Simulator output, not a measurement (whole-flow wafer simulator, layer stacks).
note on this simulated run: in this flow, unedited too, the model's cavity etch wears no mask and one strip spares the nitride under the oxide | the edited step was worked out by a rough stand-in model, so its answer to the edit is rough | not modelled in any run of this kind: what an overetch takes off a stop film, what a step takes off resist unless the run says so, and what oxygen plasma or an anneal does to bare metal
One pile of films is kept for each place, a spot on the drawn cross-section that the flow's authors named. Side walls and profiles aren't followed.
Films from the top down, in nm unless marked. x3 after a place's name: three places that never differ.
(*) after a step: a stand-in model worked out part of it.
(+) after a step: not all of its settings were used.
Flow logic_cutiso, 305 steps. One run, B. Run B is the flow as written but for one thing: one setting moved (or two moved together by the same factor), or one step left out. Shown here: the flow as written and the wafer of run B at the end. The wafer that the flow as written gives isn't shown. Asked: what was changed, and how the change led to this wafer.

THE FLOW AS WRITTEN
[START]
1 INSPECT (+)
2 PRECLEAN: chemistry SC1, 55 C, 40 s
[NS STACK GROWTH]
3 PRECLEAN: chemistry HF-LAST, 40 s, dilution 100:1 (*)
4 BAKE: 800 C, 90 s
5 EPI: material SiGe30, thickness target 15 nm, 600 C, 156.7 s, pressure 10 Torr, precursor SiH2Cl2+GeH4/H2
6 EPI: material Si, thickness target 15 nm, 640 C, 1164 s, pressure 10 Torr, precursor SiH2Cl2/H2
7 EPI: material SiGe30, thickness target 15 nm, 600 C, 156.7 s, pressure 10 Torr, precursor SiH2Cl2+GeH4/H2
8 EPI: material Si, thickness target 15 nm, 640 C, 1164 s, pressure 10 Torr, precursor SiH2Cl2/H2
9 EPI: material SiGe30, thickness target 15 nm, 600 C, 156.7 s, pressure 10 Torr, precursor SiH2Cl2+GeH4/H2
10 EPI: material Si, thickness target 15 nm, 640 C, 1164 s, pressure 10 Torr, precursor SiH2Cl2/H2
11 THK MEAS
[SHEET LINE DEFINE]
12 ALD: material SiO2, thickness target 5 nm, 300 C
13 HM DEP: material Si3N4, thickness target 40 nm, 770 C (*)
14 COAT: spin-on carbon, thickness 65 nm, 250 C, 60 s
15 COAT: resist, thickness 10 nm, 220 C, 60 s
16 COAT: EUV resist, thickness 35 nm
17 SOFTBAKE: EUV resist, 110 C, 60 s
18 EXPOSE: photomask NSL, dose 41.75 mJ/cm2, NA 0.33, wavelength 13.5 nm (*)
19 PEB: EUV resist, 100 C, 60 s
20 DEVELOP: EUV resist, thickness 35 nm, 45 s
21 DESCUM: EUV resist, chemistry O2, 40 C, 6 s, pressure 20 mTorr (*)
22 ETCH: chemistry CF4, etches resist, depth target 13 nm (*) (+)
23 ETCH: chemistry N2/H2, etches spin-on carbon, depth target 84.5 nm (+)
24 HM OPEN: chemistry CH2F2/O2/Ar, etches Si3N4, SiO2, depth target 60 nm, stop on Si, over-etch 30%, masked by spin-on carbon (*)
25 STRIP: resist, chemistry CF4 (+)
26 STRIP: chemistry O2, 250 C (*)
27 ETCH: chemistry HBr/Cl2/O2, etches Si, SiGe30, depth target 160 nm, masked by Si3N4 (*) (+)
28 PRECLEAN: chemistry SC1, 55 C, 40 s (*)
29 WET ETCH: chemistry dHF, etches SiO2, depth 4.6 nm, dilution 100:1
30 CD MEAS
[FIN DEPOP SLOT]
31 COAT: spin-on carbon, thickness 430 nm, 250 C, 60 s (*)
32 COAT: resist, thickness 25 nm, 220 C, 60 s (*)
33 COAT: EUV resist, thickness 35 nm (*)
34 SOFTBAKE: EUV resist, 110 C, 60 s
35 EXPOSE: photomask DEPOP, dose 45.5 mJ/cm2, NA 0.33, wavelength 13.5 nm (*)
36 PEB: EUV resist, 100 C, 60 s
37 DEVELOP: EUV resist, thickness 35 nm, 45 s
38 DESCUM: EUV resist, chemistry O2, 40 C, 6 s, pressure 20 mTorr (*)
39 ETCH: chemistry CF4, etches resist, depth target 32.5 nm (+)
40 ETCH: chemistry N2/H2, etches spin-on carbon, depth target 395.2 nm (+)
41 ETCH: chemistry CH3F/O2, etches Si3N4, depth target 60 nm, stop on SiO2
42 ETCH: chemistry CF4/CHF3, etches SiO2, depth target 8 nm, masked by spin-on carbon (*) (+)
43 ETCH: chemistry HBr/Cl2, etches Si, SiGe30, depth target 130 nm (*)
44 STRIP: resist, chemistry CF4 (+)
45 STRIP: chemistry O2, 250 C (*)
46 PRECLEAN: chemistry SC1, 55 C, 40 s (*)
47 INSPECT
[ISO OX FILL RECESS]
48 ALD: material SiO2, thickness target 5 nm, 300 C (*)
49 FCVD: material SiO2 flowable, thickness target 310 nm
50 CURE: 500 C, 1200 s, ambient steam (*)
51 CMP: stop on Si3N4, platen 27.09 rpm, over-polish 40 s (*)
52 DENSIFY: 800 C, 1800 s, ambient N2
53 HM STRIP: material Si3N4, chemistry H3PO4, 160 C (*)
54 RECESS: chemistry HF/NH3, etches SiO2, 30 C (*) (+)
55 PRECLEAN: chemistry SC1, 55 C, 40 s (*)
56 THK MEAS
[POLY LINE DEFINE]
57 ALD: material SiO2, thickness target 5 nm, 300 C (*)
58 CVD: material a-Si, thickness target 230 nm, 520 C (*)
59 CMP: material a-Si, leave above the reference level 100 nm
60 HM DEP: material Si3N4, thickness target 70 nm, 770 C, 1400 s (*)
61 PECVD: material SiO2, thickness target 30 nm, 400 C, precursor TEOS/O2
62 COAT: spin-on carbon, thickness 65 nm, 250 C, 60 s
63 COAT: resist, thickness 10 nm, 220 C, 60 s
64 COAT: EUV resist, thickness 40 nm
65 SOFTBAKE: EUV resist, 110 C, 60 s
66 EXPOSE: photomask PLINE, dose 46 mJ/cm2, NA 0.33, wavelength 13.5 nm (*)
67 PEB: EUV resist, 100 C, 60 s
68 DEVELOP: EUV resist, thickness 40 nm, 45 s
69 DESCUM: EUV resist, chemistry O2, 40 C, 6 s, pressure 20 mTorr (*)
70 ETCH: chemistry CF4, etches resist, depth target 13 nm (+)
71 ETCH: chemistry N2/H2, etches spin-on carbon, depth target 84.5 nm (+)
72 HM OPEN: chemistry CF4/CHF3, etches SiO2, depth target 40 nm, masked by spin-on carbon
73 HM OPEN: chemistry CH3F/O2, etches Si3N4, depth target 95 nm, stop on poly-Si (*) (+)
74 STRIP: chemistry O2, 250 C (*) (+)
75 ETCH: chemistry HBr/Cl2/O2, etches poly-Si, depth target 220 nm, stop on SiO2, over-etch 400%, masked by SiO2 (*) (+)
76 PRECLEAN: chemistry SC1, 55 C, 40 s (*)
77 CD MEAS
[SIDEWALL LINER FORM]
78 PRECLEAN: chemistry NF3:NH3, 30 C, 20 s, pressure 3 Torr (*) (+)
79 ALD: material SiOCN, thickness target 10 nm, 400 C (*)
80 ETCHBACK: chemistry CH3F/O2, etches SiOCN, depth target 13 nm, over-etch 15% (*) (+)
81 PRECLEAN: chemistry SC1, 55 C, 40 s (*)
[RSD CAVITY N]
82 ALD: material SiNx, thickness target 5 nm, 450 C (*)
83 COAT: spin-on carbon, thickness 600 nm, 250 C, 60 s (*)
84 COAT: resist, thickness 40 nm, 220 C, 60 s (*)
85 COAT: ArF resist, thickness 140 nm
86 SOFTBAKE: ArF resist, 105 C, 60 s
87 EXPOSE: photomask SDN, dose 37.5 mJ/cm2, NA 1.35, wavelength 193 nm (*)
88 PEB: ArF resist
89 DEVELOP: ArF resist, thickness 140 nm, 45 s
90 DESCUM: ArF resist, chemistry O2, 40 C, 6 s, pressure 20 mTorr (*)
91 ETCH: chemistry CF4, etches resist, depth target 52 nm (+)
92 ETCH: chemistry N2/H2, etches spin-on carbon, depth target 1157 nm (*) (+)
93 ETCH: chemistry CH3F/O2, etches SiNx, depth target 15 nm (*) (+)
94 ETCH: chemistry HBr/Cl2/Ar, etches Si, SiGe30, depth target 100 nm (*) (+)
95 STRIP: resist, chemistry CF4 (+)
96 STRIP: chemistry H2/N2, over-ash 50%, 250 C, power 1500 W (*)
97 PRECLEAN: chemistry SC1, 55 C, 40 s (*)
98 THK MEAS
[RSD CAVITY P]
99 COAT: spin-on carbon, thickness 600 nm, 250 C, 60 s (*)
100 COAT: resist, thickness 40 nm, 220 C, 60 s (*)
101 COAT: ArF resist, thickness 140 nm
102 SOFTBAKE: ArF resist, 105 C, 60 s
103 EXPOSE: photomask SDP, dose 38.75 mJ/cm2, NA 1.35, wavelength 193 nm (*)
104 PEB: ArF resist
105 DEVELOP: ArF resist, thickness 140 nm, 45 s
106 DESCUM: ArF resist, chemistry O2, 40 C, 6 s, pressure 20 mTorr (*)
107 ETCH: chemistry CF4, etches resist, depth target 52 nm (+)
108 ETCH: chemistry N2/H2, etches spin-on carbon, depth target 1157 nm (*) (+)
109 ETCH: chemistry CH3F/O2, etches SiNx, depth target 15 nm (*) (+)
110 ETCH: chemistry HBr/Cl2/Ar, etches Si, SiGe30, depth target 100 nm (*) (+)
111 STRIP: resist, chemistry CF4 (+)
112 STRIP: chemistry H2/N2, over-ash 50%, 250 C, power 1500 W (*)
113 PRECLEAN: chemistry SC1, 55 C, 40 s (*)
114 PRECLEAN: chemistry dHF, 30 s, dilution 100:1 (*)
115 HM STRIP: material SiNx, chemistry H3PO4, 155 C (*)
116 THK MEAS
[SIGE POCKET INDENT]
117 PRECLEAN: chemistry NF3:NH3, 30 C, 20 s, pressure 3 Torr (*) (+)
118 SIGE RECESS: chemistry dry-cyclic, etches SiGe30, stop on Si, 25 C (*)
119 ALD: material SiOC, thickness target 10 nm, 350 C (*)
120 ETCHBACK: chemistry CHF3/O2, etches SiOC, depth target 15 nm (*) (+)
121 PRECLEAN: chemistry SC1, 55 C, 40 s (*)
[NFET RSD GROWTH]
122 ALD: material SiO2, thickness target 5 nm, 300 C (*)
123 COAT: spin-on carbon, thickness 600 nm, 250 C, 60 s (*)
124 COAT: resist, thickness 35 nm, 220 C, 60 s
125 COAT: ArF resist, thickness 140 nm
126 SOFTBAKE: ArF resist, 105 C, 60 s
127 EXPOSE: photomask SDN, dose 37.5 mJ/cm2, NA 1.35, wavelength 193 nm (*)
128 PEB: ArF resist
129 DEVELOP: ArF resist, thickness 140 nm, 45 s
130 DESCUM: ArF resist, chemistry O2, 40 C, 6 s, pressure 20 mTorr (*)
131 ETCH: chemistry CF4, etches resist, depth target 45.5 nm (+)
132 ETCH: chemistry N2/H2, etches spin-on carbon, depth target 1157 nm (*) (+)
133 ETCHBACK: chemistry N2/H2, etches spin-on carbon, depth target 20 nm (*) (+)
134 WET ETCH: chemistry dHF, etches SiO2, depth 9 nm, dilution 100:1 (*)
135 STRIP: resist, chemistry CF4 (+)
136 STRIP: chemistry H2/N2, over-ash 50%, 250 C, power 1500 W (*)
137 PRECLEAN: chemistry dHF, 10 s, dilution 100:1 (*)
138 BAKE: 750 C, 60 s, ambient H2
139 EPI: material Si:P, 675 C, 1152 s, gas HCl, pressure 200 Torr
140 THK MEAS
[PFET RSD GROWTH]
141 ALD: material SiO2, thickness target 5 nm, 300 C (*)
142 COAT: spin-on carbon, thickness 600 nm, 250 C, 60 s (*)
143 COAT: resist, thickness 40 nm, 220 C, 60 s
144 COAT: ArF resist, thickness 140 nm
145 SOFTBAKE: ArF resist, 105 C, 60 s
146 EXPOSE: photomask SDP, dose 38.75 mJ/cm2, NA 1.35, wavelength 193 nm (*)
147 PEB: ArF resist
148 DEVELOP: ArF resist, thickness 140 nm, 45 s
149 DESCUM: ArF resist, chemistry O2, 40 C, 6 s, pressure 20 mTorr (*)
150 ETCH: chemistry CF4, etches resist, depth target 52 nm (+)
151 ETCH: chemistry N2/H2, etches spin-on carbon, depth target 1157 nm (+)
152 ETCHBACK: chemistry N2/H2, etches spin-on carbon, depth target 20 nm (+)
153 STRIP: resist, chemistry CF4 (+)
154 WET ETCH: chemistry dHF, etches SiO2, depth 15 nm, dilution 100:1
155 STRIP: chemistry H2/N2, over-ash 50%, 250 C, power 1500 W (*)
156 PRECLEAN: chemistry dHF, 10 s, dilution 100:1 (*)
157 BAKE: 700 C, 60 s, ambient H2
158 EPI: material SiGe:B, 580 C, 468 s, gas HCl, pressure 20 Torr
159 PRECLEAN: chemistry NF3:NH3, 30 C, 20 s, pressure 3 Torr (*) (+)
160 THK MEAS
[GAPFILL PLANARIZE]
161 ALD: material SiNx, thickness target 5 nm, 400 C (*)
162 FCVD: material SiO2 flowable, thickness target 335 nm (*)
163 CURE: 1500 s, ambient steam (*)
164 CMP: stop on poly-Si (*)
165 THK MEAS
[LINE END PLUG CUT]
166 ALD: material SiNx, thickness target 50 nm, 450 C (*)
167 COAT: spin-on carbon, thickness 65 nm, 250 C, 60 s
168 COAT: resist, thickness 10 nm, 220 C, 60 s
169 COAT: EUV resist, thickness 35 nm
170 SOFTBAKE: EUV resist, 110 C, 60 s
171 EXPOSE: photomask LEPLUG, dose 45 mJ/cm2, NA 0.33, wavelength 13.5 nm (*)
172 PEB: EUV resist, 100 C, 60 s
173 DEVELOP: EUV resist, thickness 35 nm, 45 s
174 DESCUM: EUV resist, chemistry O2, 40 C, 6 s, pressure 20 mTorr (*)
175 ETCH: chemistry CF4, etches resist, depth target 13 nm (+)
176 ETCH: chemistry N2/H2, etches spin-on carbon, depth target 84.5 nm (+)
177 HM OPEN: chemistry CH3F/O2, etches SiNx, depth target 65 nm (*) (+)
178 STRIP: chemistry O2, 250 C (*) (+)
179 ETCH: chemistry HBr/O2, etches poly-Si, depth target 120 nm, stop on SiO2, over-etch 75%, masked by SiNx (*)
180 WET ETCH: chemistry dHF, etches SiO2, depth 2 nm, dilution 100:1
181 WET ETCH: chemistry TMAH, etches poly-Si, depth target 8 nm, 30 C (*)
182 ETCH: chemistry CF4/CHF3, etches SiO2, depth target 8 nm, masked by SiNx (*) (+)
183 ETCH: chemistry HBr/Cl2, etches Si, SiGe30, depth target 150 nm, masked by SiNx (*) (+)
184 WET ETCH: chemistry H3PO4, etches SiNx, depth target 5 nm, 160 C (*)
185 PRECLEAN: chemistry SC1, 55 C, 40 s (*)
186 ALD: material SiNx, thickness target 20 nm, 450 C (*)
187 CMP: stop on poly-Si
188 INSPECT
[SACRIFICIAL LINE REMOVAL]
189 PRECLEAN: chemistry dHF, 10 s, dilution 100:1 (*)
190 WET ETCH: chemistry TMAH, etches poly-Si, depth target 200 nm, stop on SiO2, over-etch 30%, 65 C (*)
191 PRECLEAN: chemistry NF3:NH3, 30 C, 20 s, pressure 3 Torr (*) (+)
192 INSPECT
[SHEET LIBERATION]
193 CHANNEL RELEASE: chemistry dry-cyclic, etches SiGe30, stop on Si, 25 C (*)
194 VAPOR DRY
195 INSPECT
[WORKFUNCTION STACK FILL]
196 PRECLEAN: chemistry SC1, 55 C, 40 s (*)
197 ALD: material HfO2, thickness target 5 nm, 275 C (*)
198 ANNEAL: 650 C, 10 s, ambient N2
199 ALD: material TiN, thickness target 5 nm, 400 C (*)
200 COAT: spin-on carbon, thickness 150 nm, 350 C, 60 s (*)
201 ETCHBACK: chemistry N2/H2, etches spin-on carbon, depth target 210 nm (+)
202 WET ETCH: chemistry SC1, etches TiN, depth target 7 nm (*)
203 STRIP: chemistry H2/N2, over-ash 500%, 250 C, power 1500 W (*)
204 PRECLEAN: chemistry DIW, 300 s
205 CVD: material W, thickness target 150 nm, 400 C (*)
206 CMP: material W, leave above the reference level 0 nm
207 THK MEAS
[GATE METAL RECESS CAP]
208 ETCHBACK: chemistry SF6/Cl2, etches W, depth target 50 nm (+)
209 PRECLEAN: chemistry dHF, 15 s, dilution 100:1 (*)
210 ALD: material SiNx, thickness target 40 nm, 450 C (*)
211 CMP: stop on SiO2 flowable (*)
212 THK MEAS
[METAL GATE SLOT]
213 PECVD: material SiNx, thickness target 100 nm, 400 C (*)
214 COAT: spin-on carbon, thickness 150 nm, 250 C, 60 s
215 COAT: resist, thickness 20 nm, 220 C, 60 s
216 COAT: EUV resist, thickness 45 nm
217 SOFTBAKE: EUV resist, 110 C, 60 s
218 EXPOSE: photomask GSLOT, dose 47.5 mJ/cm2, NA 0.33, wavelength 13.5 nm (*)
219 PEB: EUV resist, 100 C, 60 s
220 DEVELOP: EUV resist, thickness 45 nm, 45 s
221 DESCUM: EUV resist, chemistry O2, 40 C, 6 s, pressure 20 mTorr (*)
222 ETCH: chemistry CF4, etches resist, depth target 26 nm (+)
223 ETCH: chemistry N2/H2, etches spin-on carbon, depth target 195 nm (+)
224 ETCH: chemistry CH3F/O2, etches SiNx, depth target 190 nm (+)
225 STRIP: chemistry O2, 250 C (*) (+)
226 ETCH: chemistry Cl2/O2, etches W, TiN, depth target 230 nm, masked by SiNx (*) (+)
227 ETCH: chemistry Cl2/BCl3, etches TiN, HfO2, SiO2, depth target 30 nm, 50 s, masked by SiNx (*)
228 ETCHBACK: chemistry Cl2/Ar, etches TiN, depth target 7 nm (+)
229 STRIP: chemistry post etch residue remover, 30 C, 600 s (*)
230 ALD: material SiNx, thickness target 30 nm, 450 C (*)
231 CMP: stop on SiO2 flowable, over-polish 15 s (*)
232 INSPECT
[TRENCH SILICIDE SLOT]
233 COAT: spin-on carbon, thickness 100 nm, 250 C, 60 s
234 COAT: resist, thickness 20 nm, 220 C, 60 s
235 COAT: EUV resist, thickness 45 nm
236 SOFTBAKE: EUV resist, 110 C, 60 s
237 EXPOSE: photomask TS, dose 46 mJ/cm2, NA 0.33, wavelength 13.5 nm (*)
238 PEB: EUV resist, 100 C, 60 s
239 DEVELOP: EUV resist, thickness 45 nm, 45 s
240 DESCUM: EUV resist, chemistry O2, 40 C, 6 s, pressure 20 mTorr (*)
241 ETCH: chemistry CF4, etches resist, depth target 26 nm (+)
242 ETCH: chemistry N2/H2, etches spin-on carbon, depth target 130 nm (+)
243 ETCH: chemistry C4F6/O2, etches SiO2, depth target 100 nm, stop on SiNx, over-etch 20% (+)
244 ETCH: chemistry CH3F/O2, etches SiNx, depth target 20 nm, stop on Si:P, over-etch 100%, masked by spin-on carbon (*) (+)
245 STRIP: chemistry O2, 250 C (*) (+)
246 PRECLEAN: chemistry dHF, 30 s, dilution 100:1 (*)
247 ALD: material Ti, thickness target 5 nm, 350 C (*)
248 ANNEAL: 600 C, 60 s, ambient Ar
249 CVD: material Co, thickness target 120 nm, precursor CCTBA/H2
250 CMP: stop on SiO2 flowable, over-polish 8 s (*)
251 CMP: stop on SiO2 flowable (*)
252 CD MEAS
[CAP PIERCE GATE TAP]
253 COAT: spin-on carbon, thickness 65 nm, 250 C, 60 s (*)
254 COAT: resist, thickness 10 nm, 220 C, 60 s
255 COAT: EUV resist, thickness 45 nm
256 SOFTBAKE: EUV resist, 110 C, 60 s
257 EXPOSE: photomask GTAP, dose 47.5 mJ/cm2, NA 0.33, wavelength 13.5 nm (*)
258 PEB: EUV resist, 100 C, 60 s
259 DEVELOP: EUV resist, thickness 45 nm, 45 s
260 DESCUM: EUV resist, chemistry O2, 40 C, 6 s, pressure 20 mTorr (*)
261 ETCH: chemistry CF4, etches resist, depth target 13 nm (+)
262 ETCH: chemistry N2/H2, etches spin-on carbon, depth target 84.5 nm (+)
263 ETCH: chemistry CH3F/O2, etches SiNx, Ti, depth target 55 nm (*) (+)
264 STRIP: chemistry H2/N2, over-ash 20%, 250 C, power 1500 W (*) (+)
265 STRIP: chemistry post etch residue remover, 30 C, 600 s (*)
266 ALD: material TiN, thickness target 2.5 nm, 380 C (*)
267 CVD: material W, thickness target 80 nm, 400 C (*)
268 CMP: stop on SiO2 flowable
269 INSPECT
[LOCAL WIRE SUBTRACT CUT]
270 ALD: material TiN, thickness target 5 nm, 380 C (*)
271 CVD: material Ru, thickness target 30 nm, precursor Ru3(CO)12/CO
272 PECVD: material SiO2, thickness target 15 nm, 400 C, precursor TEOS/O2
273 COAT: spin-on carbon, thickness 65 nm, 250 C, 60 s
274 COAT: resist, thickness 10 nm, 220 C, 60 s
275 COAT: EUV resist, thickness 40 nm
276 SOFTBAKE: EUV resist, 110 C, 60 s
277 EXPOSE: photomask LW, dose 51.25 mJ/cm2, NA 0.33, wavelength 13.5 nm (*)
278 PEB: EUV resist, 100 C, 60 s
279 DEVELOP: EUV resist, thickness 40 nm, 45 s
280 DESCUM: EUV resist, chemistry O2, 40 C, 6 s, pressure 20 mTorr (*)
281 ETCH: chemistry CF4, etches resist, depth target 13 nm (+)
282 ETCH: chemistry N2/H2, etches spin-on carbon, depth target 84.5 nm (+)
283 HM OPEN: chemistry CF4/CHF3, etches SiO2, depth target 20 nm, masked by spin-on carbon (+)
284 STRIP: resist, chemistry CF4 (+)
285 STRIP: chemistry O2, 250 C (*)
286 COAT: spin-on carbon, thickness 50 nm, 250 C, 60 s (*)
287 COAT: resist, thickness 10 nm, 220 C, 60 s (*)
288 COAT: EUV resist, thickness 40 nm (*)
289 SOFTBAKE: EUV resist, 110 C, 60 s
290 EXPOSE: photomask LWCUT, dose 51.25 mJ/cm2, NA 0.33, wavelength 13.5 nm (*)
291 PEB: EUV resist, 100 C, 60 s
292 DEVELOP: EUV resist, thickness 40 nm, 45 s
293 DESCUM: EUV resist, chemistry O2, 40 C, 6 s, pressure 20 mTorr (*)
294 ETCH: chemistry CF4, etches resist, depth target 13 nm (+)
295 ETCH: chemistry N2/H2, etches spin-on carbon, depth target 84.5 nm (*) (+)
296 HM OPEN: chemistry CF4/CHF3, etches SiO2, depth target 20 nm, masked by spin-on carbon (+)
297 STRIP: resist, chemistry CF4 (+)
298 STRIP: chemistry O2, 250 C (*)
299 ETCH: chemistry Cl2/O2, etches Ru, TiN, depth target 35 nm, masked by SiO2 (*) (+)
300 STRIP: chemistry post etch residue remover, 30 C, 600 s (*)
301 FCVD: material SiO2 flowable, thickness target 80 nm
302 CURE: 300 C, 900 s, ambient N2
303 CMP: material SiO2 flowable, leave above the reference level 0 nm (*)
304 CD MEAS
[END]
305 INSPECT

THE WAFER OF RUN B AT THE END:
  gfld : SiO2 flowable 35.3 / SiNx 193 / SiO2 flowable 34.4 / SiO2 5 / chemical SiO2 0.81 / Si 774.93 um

The cause: step 227, ETCH: depth target 34.5 nm was run, where the flow has depth target 30 nm; step 227, ETCH: 57.5 s was run, where the flow has 50 s.

How the change led to this, step by step:
  227 ETCH: chemistry Cl2/BCl3, etches TiN, HfO2, SiO2, depth target 30 nm, 50 s, masked by SiNx (*)
      depop, dpovl, gl and 18 more: SiNx -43 (as written it would be: SiNx -37.4)
      gfld: HfO2 -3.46 (all of it), SiO2 flowable -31 (as written it would be: HfO2 -3.46 (all of it), SiO2 flowable -26.5)
  231 CMP: stop on SiO2 flowable, over-polish 15 s (*)
      depop, dpovl, gfld and 10 more: SiNx -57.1 (as written it would be: SiNx -62.7)
      lnr, lnri, lnrp, lnrt: SiNx -55.4 (all of it), SiOCN -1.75 (as written it would be: SiNx -61 (all of it), SiOCN -1.75)
      (and at 5 more places)
